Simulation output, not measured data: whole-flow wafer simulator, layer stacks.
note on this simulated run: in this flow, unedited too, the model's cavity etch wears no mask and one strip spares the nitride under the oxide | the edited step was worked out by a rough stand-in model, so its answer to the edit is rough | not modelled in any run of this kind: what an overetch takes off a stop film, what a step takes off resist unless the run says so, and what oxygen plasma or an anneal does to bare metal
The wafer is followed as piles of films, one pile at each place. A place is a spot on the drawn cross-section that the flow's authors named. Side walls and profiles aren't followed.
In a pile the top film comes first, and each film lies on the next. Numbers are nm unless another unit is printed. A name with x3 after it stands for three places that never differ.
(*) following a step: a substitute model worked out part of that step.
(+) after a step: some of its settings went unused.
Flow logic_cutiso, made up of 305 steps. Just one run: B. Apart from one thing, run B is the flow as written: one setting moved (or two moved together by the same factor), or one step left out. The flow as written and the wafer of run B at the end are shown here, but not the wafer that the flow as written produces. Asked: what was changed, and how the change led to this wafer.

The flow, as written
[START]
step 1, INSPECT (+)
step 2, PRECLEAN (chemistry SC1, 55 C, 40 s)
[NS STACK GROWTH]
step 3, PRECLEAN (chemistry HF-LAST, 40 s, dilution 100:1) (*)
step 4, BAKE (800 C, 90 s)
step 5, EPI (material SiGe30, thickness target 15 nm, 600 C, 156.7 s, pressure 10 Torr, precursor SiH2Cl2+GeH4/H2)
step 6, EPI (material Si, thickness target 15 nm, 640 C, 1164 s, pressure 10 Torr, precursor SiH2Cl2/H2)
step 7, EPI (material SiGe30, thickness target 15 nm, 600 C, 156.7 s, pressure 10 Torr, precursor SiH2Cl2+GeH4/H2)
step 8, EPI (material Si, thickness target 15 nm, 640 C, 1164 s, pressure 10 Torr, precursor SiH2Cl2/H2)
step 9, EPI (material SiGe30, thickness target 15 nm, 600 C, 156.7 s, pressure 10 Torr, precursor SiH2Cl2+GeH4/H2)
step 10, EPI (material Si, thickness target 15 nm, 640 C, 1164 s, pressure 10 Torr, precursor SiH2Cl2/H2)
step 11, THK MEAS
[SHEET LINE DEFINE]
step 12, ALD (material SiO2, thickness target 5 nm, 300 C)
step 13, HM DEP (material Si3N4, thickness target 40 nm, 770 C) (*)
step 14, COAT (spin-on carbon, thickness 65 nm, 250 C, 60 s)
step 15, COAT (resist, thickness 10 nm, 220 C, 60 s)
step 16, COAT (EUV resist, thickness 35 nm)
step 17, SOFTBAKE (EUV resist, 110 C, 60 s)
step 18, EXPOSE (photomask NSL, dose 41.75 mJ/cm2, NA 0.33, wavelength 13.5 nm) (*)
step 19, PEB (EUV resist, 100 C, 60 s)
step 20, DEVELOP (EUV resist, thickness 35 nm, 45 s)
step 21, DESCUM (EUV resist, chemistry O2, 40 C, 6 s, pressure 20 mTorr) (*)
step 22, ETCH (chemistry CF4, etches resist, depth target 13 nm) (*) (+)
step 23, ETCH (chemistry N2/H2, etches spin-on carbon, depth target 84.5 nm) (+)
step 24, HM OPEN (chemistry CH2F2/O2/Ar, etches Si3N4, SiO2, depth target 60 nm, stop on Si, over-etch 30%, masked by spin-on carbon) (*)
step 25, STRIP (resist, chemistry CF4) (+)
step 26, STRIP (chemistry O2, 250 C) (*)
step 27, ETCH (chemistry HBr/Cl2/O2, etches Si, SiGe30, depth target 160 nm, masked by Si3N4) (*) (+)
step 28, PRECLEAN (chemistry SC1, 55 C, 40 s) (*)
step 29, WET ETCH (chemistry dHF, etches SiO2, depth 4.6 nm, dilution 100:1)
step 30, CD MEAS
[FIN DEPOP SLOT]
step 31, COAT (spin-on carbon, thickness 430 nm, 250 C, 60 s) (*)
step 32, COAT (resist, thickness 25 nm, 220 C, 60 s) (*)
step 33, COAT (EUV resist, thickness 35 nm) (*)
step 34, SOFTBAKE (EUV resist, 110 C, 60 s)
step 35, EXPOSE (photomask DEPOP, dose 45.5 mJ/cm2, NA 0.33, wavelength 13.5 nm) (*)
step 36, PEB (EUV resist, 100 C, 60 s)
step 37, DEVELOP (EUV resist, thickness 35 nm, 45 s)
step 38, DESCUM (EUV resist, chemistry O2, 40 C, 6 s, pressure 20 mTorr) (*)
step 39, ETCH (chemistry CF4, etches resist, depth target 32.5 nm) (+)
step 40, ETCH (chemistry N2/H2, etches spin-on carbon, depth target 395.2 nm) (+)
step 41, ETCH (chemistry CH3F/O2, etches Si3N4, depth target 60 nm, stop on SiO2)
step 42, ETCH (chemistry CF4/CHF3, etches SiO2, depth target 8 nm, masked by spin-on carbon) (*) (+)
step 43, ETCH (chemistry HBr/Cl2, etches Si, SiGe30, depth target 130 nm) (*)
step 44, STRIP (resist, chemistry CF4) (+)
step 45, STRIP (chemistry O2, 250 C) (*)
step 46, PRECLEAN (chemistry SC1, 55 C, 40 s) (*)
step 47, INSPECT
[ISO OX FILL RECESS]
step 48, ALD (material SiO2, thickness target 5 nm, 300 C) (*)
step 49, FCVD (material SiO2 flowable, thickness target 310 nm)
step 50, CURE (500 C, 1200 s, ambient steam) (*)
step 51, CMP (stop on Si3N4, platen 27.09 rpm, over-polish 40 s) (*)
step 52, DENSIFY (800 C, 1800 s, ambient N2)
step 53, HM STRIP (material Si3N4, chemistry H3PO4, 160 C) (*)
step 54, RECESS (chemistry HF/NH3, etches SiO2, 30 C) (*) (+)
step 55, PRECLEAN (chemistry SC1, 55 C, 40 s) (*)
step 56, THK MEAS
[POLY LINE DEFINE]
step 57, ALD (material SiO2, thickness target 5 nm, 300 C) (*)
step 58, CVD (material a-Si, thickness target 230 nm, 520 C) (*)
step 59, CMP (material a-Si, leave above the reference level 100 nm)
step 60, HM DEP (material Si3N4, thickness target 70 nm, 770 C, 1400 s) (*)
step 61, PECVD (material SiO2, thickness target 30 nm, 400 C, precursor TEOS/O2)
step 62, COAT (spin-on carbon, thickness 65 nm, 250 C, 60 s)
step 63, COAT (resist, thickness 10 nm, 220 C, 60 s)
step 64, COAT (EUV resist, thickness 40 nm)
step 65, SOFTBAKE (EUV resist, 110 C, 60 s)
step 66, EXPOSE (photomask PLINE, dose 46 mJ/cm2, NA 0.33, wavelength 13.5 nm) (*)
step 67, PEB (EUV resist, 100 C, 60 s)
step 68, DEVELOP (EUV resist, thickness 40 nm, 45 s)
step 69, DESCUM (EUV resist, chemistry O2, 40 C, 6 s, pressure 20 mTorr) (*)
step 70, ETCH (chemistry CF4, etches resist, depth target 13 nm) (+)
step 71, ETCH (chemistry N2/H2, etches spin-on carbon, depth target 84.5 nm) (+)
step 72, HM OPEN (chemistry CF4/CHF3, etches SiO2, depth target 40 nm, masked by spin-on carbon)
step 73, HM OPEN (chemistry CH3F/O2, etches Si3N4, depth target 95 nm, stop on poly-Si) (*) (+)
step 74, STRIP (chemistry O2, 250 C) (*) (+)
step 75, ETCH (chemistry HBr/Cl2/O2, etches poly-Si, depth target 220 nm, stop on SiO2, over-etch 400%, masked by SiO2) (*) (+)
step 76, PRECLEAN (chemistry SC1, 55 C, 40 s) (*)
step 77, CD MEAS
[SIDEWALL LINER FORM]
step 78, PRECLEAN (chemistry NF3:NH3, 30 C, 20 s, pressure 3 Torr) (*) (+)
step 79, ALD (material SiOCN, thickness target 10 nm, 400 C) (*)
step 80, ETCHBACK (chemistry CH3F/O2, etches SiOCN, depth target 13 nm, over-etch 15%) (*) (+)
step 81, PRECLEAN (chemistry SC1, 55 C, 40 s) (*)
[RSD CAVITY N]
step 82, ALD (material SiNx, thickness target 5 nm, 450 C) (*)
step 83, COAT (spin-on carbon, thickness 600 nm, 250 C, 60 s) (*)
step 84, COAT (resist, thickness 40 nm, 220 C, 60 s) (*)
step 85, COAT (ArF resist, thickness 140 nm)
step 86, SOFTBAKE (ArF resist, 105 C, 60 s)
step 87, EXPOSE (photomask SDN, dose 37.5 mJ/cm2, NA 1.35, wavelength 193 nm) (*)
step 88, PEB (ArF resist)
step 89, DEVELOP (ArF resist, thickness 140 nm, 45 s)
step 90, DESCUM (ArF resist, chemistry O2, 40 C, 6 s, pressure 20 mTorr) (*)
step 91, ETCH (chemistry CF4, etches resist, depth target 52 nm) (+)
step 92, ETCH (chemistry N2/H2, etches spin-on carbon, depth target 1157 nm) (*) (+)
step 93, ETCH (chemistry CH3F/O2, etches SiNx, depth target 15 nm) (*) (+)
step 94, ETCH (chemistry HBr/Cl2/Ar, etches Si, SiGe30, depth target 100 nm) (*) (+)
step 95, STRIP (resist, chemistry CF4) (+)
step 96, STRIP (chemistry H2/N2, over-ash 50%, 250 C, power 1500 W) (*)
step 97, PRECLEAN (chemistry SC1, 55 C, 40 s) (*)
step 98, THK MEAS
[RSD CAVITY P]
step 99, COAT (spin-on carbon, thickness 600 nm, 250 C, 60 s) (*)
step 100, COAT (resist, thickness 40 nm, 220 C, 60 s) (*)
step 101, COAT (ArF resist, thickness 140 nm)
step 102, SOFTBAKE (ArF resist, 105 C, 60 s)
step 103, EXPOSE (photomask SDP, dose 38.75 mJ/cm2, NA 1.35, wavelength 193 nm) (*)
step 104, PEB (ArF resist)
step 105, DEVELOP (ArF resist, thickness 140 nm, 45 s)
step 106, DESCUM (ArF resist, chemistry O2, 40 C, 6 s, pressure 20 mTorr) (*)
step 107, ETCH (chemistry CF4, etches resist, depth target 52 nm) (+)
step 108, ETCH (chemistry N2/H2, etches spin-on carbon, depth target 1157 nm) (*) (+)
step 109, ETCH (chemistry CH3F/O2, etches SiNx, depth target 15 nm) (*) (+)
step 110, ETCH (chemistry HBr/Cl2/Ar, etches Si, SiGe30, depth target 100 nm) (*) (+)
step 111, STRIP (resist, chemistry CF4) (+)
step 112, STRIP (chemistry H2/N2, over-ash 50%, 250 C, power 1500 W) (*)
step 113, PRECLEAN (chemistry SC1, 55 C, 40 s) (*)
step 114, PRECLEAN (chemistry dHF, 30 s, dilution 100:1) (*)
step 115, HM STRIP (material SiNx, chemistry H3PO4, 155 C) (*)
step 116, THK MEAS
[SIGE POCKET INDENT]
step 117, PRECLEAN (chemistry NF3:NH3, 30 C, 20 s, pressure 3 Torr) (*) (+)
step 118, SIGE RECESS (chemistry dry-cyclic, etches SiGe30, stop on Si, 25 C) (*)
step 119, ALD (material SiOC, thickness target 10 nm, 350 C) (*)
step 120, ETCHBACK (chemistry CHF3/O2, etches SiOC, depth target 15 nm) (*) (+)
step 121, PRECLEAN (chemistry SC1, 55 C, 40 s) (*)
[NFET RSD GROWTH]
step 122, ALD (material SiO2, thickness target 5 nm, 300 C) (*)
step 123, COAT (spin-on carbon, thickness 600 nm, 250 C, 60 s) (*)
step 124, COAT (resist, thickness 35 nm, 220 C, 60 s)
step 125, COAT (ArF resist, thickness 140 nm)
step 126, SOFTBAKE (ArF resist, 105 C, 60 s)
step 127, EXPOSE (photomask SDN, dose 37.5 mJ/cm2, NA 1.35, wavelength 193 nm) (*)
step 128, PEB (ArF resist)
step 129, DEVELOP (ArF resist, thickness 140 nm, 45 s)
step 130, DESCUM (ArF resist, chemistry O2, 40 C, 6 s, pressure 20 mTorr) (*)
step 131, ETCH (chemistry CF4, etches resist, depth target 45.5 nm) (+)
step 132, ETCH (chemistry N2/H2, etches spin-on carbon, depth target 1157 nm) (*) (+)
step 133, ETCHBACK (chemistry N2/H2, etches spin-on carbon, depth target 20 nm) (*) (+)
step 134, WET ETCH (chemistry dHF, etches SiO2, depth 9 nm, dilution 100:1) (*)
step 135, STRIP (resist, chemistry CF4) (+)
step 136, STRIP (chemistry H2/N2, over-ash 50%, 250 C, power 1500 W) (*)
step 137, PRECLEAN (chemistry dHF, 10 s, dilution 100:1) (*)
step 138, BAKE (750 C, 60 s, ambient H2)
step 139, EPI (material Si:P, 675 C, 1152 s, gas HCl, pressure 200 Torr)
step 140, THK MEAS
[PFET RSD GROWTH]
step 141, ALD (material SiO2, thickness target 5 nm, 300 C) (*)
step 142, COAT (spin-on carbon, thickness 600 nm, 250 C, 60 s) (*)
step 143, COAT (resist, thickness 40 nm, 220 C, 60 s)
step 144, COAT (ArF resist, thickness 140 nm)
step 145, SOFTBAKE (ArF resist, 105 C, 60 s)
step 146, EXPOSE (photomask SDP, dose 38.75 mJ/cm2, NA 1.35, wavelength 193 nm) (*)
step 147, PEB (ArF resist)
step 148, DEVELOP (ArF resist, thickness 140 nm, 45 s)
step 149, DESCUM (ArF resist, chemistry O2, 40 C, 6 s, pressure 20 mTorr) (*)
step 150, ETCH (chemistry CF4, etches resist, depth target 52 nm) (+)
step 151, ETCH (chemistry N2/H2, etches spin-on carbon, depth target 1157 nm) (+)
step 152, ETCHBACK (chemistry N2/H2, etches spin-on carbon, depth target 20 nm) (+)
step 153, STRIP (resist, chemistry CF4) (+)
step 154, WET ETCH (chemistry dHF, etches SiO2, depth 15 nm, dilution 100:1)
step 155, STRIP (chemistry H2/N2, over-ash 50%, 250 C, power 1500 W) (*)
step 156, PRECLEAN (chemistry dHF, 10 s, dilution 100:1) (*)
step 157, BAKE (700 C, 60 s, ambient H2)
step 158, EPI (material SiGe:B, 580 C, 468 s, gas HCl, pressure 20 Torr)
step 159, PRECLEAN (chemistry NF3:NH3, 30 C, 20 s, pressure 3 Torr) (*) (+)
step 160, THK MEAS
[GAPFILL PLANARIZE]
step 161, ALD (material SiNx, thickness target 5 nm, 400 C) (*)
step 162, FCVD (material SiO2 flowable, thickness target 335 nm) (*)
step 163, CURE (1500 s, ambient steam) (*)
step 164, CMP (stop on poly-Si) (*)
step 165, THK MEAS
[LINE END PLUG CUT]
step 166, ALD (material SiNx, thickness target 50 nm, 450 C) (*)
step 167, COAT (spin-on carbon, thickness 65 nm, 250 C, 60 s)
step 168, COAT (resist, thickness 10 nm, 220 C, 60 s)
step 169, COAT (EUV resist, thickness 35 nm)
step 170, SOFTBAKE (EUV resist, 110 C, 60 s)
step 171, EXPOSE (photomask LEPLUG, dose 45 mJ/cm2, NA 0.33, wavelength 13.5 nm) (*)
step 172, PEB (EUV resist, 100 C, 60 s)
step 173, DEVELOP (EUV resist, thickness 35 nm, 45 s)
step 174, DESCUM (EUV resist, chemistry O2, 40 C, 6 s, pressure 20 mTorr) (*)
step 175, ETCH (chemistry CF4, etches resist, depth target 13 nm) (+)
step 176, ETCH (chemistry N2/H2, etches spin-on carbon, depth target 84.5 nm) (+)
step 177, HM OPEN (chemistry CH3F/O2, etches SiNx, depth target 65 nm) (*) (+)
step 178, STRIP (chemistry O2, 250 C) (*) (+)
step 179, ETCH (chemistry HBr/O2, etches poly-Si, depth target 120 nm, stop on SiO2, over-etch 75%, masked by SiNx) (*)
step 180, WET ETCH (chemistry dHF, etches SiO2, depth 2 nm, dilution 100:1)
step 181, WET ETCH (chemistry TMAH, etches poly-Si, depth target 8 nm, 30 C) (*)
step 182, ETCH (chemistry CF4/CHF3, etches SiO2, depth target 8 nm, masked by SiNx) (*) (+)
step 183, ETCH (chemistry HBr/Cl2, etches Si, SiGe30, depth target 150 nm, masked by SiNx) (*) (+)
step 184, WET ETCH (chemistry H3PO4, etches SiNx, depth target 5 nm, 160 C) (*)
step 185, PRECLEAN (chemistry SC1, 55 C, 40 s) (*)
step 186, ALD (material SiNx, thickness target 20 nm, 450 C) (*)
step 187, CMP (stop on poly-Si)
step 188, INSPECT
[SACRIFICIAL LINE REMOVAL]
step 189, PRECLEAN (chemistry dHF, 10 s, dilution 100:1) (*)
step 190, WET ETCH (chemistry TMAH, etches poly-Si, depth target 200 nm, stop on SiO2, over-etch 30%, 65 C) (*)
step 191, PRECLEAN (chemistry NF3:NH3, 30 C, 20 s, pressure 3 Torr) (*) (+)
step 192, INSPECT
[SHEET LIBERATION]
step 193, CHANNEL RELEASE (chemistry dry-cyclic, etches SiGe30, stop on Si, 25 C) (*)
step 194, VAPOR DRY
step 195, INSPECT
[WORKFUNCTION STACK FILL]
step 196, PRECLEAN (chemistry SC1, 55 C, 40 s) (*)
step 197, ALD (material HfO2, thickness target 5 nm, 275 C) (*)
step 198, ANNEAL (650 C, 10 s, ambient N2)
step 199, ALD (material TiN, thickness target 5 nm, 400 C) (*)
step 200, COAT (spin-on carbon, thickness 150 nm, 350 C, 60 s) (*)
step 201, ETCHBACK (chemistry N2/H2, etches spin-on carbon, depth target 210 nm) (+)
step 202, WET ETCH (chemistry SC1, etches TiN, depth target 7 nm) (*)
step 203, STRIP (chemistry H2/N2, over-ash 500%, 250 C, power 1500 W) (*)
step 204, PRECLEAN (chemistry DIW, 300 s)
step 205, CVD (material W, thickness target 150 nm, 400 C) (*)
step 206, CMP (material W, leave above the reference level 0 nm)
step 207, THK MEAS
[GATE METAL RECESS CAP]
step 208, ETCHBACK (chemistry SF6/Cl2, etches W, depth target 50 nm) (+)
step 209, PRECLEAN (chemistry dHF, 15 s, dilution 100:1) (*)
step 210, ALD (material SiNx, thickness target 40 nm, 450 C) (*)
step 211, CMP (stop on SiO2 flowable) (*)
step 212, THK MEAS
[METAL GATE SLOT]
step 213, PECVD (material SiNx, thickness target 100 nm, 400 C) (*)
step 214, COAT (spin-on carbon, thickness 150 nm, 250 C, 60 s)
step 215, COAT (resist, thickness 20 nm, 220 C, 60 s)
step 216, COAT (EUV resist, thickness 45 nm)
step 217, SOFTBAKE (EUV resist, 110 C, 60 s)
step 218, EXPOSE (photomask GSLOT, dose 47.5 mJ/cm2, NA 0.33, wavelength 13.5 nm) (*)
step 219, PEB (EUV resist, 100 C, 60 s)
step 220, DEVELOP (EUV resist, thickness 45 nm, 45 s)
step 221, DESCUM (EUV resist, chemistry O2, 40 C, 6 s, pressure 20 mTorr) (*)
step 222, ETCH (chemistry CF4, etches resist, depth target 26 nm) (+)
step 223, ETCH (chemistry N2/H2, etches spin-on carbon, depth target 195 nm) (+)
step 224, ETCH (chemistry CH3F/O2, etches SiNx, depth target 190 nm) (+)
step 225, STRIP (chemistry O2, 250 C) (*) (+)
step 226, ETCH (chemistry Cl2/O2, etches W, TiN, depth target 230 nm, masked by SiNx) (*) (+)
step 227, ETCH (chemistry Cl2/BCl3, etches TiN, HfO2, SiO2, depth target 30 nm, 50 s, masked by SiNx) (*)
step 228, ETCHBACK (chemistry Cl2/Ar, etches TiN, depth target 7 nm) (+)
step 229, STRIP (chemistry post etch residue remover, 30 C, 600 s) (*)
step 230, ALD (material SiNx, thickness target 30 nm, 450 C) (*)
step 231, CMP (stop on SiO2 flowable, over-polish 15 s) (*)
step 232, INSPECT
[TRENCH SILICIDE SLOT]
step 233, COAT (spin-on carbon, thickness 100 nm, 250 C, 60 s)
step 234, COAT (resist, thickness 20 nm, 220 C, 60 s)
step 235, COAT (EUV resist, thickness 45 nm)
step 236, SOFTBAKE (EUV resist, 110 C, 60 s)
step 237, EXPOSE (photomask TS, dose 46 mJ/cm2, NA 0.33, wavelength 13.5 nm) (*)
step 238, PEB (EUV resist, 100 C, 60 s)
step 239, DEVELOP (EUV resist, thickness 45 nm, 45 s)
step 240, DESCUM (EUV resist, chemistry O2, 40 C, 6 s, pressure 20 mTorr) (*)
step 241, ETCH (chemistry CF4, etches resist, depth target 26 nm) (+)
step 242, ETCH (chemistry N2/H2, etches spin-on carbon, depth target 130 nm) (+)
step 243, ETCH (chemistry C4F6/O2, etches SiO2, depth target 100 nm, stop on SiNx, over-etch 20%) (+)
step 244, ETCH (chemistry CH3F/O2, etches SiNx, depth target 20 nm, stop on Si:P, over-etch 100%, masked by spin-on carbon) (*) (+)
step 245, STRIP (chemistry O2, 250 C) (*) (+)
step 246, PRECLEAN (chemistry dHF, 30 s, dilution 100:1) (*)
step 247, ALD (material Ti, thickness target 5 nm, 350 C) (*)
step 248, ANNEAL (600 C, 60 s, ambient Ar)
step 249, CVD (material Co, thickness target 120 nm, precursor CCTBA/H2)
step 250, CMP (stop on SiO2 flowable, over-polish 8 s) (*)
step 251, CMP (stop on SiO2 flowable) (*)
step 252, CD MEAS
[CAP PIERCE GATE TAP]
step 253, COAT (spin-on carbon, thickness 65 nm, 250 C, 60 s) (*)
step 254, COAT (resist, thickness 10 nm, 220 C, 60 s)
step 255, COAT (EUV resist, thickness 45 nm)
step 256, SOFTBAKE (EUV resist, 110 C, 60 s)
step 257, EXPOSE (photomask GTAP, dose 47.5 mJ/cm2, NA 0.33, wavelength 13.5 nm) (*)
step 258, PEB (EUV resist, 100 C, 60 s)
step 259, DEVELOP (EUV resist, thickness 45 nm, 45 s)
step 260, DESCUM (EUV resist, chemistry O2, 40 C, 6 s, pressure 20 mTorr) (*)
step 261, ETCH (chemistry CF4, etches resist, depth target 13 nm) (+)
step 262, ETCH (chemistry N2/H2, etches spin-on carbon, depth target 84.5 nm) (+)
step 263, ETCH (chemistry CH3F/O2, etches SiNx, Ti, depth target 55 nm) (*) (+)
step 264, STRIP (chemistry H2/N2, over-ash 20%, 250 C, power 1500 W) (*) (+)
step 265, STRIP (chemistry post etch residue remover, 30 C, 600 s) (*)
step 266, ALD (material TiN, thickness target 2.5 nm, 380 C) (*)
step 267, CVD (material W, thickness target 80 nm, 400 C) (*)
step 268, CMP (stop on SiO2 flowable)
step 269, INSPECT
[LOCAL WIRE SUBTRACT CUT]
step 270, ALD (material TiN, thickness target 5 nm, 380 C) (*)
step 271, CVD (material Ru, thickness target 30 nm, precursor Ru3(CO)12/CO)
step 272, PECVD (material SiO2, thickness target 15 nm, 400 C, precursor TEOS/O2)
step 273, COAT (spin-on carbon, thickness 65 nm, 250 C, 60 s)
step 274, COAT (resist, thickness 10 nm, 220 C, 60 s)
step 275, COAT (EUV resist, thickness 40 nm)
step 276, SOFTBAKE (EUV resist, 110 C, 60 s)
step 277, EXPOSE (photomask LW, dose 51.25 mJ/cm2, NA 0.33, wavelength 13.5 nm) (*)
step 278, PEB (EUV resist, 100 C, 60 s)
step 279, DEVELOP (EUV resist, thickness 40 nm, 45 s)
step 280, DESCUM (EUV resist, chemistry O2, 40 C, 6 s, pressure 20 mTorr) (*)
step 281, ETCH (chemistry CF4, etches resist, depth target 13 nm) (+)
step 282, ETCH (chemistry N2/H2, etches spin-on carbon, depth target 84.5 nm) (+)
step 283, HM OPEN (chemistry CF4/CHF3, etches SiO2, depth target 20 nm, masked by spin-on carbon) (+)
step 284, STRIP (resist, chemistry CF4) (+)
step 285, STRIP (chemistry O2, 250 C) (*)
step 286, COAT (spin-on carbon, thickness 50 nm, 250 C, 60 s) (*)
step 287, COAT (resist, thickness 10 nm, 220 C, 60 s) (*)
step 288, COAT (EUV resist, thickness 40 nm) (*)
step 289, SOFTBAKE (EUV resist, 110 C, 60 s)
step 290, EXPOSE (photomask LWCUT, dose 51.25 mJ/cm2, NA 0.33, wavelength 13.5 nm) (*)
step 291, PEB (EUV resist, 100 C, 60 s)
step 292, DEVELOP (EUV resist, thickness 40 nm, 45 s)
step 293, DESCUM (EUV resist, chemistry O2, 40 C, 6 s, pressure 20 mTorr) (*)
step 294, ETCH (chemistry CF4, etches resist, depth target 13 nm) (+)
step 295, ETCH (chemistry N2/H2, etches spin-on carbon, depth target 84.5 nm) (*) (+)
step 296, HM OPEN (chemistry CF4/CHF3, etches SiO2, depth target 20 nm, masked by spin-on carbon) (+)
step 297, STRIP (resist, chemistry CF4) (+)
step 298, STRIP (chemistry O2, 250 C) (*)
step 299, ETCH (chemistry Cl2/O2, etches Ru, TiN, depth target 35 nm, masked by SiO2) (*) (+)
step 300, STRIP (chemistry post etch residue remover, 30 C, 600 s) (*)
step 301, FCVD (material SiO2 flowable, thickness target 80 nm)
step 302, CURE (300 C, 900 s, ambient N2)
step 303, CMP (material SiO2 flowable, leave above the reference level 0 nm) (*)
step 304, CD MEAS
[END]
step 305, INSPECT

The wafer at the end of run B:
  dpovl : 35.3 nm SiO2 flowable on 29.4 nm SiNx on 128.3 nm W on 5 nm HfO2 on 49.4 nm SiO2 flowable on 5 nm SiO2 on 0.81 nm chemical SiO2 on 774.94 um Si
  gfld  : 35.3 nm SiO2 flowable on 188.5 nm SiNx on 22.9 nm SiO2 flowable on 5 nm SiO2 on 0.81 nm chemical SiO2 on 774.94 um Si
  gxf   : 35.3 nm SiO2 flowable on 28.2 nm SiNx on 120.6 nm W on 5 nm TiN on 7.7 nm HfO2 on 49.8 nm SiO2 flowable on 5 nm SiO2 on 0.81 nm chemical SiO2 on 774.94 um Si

What caused this: step 27, ETCH: depth target 144 nm was run, while the flow as written has depth target 160 nm.

How this came from the change, step by step:
  step 27, ETCH (chemistry HBr/Cl2/O2, etches Si, SiGe30, depth target 160 nm, masked by Si3N4) (*) (+)
      depop, gl, glp and 12 more: -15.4 Si3N4 (in the flow as written it would be: -16.8 Si3N4)
      gfld, gxf, iso, lnri: -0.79 chemical SiO2 (all of it), -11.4 Si (all of it), -15 SiGe30 (all of it), -15 Si (all of it), -15 SiGe30 (all of it), -15 Si (all of it), -15 SiGe30 (all of it), -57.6 Si (in the flow as written it would be: -0.79 chemical SiO2 (all of it), -11.4 Si (all of it), -15 SiGe30 (all of it), -15 Si (all of it), -15 SiGe30 (all of it), -15 Si (all of it), -15 SiGe30 (all of it), -73.6 Si)
      (and at 3 other places as well)
  step 31, COAT (spin-on carbon, thickness 430 nm, 250 C, 60 s) (*)
      depop, ns: +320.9 spin-on carbon (new film) (in the flow as written it would be: +312 spin-on carbon (new film))
  step 40, ETCH (chemistry N2/H2, etches spin-on carbon, depth target 395.2 nm) (+)
      depop: -317.2 spin-on carbon (all of it), -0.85 Si3N4 (in the flow as written it would be: -308.2 spin-on carbon (all of it), -0.95 Si3N4)
  step 41, ETCH (chemistry CH3F/O2, etches Si3N4, depth target 60 nm, stop on SiO2)
      depop: -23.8 Si3N4 (all of it), -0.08 SiO2 (in the flow as written it would be: -22.2 Si3N4 (all of it), -0.08 SiO2)
      dpovl: -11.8 spin-on carbon (in the flow as written it would be: -11.1 spin-on carbon)
  step 42, ETCH (chemistry CF4/CHF3, etches SiO2, depth target 8 nm, masked by spin-on carbon) (*) (+)
      gfld: -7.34 resist (all of it) (in the flow as written it would be: -7.38 resist)
      lnri: -7.33 resist (all of it) (in the flow as written it would be: -7.38 resist)
  step 45, STRIP (chemistry O2, 250 C) (*)
      gfld, lnri: +0.81 chemical SiO2 (new film), -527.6 spin-on carbon (all of it), -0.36 Si (in the flow as written it would be: +0.82 chemical SiO2 (new film), -538.7 spin-on carbon (all of it), -0.36 Si)
      dpovl: +0.81 chemical SiO2 (new film), -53 spin-on carbon (all of it), -0.36 Si (in the flow as written it would be: +0.82 chemical SiO2 (new film), -59.3 spin-on carbon (all of it), -0.36 Si)
      (and at 1 other place as well)
  step 49, FCVD (material SiO2 flowable, thickness target 310 nm)
      gfld, gxf, iso, lnri: +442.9 SiO2 flowable (new film) (in the flow as written it would be: +453.9 SiO2 flowable (new film))
      depop: +368.2 SiO2 flowable (new film) (in the flow as written it would be: +359.9 SiO2 flowable (new film))
      (and at 1 other place as well)
  step 51, CMP (stop on Si3N4, platen 27.09 rpm, over-polish 40 s) (*)
      depop: -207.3 SiO2 flowable (in the flow as written it would be: -200.5 SiO2 flowable)
      dpovl: -207.2 SiO2 flowable (in the flow as written it would be: -200.4 SiO2 flowable)
      (and at 3 other places as well)
  step 53, HM STRIP (material Si3N4, chemistry H3PO4, 160 C) (*)
      gl, glp, gxn and 11 more: -22.9 Si3N4 (all of it), -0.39 SiO2 (in the flow as written it would be: -21.4 Si3N4 (all of it), -0.36 SiO2)
